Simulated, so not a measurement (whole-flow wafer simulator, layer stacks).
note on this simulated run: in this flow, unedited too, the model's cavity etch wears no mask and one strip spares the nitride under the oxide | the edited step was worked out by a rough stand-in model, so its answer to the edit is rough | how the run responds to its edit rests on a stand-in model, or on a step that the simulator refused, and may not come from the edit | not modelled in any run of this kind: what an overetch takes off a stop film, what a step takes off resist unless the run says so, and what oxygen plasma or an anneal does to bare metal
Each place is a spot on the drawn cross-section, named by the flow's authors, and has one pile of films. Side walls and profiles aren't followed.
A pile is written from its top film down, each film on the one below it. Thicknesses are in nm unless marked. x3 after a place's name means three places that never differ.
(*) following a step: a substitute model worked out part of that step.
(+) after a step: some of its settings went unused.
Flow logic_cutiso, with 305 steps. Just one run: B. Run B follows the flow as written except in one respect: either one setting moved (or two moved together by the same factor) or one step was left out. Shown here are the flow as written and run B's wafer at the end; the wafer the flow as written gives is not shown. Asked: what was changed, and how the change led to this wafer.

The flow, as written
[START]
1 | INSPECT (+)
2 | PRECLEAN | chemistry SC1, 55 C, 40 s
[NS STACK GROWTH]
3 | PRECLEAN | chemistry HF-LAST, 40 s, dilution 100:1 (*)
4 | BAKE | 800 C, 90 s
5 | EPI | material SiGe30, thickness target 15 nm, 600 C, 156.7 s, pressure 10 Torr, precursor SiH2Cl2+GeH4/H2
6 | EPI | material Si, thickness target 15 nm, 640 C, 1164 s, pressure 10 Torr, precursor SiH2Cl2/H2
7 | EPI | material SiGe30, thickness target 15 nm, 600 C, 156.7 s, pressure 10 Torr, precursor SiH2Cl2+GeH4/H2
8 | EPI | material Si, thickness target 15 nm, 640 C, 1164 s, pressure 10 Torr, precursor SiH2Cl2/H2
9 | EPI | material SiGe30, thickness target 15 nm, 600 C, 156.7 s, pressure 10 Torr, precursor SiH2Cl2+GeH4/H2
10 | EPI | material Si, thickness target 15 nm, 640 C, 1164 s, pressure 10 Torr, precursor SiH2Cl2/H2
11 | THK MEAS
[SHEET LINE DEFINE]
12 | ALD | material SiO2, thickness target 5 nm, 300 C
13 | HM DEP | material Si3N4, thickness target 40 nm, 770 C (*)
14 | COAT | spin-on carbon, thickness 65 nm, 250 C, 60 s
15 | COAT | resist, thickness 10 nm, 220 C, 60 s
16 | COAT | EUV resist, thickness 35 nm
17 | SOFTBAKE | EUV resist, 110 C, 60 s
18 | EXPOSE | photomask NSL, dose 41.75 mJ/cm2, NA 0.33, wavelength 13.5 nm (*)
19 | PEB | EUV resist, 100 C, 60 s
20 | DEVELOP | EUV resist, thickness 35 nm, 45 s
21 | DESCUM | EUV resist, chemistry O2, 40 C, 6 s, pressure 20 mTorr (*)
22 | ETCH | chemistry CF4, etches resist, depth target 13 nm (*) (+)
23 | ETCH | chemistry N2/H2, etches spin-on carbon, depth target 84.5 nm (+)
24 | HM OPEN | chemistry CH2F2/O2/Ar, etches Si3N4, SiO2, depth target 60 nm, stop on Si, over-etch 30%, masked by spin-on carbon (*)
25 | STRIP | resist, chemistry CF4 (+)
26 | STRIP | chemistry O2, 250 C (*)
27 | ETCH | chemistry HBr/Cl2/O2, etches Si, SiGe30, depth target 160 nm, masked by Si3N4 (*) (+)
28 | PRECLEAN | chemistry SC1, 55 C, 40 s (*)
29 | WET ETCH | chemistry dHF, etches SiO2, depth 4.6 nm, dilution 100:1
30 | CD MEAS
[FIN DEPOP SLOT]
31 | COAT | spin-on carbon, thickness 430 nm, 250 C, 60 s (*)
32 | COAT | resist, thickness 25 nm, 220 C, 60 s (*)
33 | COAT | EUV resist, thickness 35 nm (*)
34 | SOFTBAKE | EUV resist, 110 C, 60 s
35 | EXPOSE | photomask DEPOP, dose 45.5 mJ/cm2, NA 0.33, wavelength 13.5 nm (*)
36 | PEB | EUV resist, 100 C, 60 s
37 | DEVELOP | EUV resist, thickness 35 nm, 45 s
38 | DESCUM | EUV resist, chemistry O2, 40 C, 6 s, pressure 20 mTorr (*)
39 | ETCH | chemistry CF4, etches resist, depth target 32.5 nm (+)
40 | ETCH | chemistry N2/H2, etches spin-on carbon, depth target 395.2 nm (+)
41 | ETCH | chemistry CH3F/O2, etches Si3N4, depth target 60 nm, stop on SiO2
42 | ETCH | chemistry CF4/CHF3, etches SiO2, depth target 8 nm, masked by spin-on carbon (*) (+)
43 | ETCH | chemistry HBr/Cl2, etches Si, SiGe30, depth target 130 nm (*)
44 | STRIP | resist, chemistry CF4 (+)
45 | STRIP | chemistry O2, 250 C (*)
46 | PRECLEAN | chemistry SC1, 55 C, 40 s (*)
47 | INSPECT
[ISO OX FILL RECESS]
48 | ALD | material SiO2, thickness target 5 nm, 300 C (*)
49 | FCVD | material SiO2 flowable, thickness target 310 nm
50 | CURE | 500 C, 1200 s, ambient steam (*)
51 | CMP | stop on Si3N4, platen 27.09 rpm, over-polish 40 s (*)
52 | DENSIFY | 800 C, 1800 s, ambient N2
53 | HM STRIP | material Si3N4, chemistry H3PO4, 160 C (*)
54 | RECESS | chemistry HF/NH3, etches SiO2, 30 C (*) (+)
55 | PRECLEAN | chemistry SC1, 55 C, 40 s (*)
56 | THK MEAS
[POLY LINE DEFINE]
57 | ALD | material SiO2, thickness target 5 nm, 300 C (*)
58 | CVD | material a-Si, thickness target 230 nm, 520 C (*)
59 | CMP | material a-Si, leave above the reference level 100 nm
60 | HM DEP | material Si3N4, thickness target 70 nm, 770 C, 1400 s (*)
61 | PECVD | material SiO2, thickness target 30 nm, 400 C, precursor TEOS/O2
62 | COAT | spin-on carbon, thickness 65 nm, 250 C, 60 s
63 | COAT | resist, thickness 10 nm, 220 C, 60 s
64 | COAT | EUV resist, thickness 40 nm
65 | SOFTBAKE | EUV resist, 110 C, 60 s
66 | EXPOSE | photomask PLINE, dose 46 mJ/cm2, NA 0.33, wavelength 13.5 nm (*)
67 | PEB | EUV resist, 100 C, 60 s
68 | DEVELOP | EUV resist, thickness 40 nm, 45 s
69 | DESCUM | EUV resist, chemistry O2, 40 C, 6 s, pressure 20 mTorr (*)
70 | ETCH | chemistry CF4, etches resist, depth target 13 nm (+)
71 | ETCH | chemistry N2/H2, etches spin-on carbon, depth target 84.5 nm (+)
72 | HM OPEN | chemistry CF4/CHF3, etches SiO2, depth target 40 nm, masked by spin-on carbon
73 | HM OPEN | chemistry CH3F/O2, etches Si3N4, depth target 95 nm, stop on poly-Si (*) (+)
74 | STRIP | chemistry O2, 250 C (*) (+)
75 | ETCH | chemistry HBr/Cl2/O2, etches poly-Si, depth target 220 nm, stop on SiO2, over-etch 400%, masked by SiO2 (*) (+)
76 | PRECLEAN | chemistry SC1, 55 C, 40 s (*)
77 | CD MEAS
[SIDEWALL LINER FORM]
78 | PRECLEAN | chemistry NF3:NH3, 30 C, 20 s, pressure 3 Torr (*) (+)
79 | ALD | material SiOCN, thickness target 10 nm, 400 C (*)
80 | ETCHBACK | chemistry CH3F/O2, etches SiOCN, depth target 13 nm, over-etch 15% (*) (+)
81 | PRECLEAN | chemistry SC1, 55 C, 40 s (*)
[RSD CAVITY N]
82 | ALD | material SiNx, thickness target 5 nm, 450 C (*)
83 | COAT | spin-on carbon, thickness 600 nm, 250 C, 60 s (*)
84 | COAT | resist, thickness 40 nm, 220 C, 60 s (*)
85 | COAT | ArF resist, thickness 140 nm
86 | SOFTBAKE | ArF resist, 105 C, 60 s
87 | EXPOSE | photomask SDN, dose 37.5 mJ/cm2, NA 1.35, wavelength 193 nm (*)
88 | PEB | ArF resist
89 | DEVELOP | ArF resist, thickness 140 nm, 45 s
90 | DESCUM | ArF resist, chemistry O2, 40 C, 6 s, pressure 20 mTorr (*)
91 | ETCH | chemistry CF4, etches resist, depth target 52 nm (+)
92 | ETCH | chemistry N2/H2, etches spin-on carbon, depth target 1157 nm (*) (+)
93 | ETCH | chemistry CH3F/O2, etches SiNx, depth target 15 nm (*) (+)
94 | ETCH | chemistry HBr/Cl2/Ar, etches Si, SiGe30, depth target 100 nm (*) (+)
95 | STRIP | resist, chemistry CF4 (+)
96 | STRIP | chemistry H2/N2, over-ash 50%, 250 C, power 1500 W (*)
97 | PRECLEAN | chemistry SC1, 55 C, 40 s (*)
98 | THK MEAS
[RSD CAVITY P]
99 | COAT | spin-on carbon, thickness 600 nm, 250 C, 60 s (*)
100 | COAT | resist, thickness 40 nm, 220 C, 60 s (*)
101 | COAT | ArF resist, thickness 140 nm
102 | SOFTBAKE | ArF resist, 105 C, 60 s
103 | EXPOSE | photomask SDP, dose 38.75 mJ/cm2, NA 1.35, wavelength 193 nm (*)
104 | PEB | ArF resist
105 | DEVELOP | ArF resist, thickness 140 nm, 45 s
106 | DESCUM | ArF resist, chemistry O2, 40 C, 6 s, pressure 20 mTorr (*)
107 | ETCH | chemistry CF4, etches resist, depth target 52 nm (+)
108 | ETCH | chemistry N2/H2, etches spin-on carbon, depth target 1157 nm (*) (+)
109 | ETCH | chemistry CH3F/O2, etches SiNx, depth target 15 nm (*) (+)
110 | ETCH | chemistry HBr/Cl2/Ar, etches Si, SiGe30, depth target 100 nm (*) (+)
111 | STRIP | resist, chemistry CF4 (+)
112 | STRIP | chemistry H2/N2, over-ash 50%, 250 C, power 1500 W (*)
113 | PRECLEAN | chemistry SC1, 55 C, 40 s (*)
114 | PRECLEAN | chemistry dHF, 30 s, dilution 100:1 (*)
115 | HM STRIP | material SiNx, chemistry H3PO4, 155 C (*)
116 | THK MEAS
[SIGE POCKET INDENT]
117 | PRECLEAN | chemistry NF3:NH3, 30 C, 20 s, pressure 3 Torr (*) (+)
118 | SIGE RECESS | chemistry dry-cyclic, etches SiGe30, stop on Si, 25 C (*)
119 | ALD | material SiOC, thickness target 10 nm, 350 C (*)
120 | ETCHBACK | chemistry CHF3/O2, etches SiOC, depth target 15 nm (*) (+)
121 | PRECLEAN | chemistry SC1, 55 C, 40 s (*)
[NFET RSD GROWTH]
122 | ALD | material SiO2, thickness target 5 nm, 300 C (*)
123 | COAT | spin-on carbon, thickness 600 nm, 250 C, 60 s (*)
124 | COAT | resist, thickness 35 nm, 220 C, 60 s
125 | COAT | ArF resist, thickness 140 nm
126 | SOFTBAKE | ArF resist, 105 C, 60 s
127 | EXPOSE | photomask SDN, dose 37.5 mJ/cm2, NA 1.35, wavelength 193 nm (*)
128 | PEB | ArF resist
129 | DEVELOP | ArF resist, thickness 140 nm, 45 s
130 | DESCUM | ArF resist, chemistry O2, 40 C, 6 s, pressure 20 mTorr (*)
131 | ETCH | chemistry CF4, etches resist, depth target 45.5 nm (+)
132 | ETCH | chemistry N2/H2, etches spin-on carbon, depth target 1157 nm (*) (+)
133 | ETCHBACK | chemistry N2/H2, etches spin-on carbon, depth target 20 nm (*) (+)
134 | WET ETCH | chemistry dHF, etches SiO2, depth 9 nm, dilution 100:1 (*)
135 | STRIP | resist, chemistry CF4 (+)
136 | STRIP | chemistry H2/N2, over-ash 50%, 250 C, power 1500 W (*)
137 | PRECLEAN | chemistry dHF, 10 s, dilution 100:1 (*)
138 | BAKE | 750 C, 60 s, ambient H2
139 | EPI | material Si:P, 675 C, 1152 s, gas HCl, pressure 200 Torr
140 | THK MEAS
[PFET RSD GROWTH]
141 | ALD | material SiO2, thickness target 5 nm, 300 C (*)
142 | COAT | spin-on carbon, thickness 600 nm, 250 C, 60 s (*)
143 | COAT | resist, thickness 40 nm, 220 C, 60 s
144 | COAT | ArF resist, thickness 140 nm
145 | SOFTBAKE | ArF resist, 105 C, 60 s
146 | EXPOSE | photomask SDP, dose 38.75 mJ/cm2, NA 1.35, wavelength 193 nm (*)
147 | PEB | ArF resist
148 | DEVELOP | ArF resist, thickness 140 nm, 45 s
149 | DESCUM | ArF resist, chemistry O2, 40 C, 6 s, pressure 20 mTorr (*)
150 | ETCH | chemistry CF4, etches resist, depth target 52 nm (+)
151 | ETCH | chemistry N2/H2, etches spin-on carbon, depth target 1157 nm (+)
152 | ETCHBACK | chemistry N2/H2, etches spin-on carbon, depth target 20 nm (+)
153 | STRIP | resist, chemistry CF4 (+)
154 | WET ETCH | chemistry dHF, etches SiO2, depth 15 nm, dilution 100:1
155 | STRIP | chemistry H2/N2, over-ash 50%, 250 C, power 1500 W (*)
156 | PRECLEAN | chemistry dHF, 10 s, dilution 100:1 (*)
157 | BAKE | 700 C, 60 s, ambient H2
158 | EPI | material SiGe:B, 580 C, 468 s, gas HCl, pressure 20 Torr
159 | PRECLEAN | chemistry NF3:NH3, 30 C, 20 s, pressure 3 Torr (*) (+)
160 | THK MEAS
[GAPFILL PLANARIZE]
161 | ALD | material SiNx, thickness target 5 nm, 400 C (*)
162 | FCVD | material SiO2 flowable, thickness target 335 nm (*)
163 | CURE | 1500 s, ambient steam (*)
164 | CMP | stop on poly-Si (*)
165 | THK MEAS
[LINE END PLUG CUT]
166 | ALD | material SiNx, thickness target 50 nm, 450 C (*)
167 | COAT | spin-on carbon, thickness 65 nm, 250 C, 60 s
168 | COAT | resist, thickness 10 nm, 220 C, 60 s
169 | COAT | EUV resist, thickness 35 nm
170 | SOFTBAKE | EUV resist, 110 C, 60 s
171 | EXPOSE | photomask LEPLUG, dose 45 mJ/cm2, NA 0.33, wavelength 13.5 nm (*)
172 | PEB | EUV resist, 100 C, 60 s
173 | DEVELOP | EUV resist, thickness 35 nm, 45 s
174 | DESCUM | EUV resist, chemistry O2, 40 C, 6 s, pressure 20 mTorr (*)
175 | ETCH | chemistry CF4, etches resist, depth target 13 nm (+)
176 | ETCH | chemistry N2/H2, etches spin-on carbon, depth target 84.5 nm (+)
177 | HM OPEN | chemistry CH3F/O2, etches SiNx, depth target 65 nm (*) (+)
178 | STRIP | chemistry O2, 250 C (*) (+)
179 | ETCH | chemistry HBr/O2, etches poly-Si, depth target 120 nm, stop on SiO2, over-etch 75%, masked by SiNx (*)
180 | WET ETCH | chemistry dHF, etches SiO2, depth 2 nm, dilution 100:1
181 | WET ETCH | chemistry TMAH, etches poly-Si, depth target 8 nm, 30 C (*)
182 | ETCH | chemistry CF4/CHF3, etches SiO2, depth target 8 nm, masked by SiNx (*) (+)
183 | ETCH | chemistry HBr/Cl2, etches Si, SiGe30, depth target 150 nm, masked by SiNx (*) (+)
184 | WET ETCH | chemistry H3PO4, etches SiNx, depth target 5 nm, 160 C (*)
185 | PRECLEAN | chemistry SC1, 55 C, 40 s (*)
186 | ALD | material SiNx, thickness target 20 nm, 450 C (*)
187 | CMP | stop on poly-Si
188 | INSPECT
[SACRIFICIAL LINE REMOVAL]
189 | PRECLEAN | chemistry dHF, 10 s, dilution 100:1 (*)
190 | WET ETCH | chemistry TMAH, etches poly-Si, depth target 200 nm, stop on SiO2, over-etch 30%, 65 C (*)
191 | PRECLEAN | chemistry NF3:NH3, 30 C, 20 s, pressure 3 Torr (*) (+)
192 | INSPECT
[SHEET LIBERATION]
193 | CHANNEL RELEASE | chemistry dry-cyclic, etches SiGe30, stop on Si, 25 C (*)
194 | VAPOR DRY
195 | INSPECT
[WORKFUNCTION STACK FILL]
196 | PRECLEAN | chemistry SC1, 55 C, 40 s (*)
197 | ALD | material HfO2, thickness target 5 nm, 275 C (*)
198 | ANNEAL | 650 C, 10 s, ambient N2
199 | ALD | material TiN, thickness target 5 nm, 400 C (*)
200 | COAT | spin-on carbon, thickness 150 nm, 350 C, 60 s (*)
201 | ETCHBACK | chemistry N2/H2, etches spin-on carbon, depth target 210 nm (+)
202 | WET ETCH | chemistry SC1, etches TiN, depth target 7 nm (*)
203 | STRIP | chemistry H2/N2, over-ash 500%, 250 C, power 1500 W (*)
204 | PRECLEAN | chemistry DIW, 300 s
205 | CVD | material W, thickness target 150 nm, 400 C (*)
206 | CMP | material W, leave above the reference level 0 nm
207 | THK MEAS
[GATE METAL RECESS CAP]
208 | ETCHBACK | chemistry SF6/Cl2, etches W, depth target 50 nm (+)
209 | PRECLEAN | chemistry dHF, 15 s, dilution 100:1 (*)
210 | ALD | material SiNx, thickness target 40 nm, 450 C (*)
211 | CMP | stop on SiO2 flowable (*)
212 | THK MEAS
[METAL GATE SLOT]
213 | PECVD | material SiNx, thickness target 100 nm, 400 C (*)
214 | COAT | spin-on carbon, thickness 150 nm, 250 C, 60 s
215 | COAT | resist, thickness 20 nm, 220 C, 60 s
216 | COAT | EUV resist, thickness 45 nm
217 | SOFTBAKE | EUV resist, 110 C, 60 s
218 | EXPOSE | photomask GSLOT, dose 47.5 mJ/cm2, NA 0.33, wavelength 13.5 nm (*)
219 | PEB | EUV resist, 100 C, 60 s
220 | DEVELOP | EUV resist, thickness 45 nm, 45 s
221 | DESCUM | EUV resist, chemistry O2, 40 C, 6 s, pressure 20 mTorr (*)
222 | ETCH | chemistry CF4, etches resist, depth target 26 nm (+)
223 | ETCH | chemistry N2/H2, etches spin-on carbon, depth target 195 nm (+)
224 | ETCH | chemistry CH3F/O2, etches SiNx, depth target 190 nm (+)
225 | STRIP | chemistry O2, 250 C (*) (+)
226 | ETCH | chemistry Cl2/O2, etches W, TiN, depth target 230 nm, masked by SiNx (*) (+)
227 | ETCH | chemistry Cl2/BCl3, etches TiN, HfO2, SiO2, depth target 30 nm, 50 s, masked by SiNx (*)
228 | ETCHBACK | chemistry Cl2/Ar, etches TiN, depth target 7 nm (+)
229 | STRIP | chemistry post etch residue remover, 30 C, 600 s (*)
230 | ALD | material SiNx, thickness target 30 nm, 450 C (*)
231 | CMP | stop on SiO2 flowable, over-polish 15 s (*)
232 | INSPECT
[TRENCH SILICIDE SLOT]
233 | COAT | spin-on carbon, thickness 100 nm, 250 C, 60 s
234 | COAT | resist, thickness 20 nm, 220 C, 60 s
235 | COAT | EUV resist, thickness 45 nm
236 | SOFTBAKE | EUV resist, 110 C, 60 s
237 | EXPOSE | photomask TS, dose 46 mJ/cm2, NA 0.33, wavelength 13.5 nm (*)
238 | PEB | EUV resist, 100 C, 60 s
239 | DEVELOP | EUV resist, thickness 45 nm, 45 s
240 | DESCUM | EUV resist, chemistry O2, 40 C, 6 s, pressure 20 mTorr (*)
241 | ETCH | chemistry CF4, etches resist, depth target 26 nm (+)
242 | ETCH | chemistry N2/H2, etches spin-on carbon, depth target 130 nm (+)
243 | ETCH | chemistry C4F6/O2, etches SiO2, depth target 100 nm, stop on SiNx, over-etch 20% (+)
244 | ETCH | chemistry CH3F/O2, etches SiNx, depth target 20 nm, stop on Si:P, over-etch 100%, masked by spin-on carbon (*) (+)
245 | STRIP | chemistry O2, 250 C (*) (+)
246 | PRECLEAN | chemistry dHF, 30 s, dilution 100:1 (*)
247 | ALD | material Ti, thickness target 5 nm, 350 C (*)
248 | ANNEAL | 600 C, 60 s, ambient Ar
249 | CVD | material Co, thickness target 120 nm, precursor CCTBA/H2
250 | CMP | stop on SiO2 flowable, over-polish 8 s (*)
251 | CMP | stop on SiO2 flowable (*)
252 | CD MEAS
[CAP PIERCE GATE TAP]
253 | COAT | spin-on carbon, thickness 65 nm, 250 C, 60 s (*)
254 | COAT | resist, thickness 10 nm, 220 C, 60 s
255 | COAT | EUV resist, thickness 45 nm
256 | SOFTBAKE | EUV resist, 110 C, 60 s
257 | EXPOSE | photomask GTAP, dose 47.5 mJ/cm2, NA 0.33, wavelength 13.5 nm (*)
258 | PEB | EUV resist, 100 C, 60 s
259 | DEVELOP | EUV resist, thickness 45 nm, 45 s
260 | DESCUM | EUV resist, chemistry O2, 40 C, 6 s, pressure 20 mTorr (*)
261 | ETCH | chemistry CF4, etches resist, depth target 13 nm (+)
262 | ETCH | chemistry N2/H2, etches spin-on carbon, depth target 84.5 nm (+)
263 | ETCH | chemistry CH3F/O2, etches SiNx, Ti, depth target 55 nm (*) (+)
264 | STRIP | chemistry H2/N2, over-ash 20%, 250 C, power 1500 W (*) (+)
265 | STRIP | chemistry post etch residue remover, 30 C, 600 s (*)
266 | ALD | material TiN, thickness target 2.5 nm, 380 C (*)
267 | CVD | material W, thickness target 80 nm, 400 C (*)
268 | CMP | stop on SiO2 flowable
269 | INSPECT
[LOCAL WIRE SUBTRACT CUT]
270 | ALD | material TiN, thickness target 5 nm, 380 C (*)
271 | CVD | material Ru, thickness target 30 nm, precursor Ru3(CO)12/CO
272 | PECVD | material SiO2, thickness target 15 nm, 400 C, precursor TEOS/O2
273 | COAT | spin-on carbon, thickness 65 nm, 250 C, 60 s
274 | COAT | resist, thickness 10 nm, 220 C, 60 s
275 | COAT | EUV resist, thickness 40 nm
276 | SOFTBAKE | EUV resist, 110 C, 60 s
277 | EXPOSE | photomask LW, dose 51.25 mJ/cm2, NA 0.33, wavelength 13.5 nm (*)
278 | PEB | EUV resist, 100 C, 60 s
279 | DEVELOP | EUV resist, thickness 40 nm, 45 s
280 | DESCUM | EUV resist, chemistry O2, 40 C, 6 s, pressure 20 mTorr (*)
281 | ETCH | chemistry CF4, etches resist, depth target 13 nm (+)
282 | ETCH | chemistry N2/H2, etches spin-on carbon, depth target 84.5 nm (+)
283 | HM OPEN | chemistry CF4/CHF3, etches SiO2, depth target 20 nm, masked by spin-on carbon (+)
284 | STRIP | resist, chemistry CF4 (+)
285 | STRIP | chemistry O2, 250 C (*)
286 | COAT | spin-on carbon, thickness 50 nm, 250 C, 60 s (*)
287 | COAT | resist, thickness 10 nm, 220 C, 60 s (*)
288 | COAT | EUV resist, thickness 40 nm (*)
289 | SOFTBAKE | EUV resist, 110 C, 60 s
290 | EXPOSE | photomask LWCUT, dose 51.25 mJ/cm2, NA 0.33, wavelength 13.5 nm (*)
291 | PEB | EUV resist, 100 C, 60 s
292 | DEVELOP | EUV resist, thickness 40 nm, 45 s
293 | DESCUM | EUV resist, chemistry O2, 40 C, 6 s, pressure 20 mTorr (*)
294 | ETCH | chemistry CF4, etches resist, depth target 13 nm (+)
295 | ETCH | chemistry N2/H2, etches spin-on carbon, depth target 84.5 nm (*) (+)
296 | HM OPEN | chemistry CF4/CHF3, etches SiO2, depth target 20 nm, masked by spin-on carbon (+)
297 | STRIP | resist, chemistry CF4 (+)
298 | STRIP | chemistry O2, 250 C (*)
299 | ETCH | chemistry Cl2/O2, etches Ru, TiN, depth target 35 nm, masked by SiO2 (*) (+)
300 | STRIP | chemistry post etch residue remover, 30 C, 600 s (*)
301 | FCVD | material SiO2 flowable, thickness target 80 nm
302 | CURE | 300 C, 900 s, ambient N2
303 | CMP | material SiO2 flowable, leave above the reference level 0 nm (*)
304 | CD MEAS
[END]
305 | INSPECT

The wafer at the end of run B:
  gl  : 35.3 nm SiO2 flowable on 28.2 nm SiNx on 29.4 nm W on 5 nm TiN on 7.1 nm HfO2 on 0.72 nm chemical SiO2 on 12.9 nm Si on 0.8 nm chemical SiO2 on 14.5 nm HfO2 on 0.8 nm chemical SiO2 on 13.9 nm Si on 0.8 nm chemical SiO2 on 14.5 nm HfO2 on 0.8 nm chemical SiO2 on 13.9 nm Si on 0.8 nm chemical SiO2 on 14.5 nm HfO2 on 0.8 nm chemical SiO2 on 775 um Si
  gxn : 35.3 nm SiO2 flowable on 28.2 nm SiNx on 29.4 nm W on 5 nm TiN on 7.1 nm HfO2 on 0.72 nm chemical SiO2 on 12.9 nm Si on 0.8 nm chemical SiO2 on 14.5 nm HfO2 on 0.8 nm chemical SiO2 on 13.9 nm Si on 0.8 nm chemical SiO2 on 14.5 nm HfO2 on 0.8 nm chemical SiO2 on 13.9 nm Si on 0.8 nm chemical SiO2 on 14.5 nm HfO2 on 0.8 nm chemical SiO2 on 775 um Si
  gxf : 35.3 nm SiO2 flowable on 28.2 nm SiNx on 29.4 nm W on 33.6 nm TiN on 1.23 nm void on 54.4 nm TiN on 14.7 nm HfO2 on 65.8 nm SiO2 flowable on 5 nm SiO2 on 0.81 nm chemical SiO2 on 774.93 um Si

The reason: step 197, ALD: thickness target 7.1 nm was run, while the flow as written has thickness target 5 nm.

Step by step, how the change led to this:
  197 | ALD | material HfO2, thickness target 5 nm, 275 C (*)
      gl, glp, gxn, gxp, ns, tap: +7.1 HfO2 (new film), +14.5 HfO2 (new film), -14.5 cavity (all of it), +14.5 HfO2 (new film), -14.5 cavity (all of it), +14.5 HfO2 (new film), -14.5 cavity (all of it) (in the flow as written it would be: +5 HfO2 (new film), +5 HfO2 (new film), -10 cavity, +5 HfO2 (new film), +5 HfO2 (new film), -10 cavity, +5 HfO2 (new film), +5 HfO2 (new film), -10 cavity, +5 HfO2 (new film))
      depop, dpovl, gfld and 12 more: +7.1 HfO2 (new film) (in the flow as written it would be: +5 HfO2 (new film))
      (as well as at 1 more place)
  199 | ALD | material TiN, thickness target 5 nm, 400 C (*)
      gl, glp, tap: +5 TiN (new film) (in the flow as written it would be: +5.26 TiN (new film), +4.49 TiN (new film), -4.49 cavity (all of it), +4.49 TiN (new film), -4.49 cavity (all of it), +4.49 TiN (new film), -4.49 cavity (all of it))
      gxn, gxp, ns: +5 TiN (new film) (in the flow as written it would be: +5 TiN (new film), +4.49 TiN (new film), -4.49 cavity (all of it), +4.49 TiN (new film), -4.49 cavity (all of it), +4.49 TiN (new film), -4.49 cavity (all of it))
      (as well as at 2 more places)
  200 | COAT | spin-on carbon, thickness 150 nm, 350 C, 60 s (*)
      gl, glp: +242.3 spin-on carbon (new film) (in the flow as written it would be: +236.9 spin-on carbon (new film))
      gxn, gxp: +242.2 spin-on carbon (new film) (in the flow as written it would be: +236.9 spin-on carbon (new film))
      (as well as at 14 more places)
  201 | ETCHBACK | chemistry N2/H2, etches spin-on carbon, depth target 210 nm (+)
      lnr, lnrp: -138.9 spin-on carbon (all of it) (in the flow as written it would be: -133.9 spin-on carbon (all of it))
      rsdn, rsdw: -150.9 spin-on carbon (all of it) (in the flow as written it would be: -145.8 spin-on carbon (all of it))
      (as well as at 7 more places)
  203 | STRIP | chemistry H2/N2, over-ash 500%, 250 C, power 1500 W (*)
      gxn, gxp: -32 spin-on carbon (all of it) (in the flow as written it would be: -26.8 spin-on carbon (all of it))
      gfld: -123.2 spin-on carbon (all of it) (in the flow as written it would be: -115.7 spin-on carbon (all of it))
      (as well as at 4 more places)
  205 | CVD | material W, thickness target 150 nm, 400 C (*)
      gxf: +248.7 W (new film) (in the flow as written it would be: +337.8 W (new film))
  206 | CMP | material W, leave above the reference level 0 nm
      lnr, lnri, lnrp, lnrt: -150 W (all of it), -7.1 HfO2 (all of it), -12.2 SiOCN (in the flow as written it would be: -150 W (all of it), -5 HfO2 (all of it), -12.2 SiOCN)
      rsdn, rsdp, rsdw, rsdx: -162.2 W (all of it), -7.1 HfO2 (all of it) (in the flow as written it would be: -162.2 W (all of it), -5 HfO2 (all of it))
      (as well as at 2 more places)
  226 | ETCH | chemistry Cl2/O2, etches W, TiN, depth target 230 nm, masked by SiNx (*) (+)
      gfld: -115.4 W (all of it), -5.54 TiN (all of it), -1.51 HfO2 (in the flow as written it would be: -115.4 W (all of it), -7.64 TiN (all of it), -1.54 HfO2)
  227 | ETCH | chemistry Cl2/BCl3, etches TiN, HfO2, SiO2, depth target 30 nm, 50 s, masked by SiNx (*)
      gfld: -5.59 HfO2 (all of it), -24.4 SiO2 flowable (in the flow as written it would be: -3.46 HfO2 (all of it), -26.5 SiO2 flowable)
If metal films that touch count as one body, gl has 1 body; the flow as written gives 4 bodies (between them, from the top down: HfO2 5 / chemical SiO2 0.72 / Si 12.9 / chemical SiO2 0.8 / HfO2 5; HfO2 5 / chemical SiO2 0.8 / Si 13.9 / chemical SiO2 0.8 / HfO2 5; HfO2 5 / chemical SiO2 0.8 / Si 13.9 / chemical SiO2 0.8 / HfO2 5).
If metal films that touch count as one body, gxn has 1 body; the flow as written gives 4 bodies (between them, from the top down: HfO2 5 / chemical SiO2 0.72 / Si 12.9 / chemical SiO2 0.8 / HfO2 5; HfO2 5 / chemical SiO2 0.8 / Si 13.9 / chemical SiO2 0.8 / HfO2 5; HfO2 5 / chemical SiO2 0.8 / Si 13.9 / chemical SiO2 0.8 / HfO2 5).
If metal films that touch count as one body, gxf has 2 bodies (between them, from the top down: void 1.23); the flow as written gives 1 body.
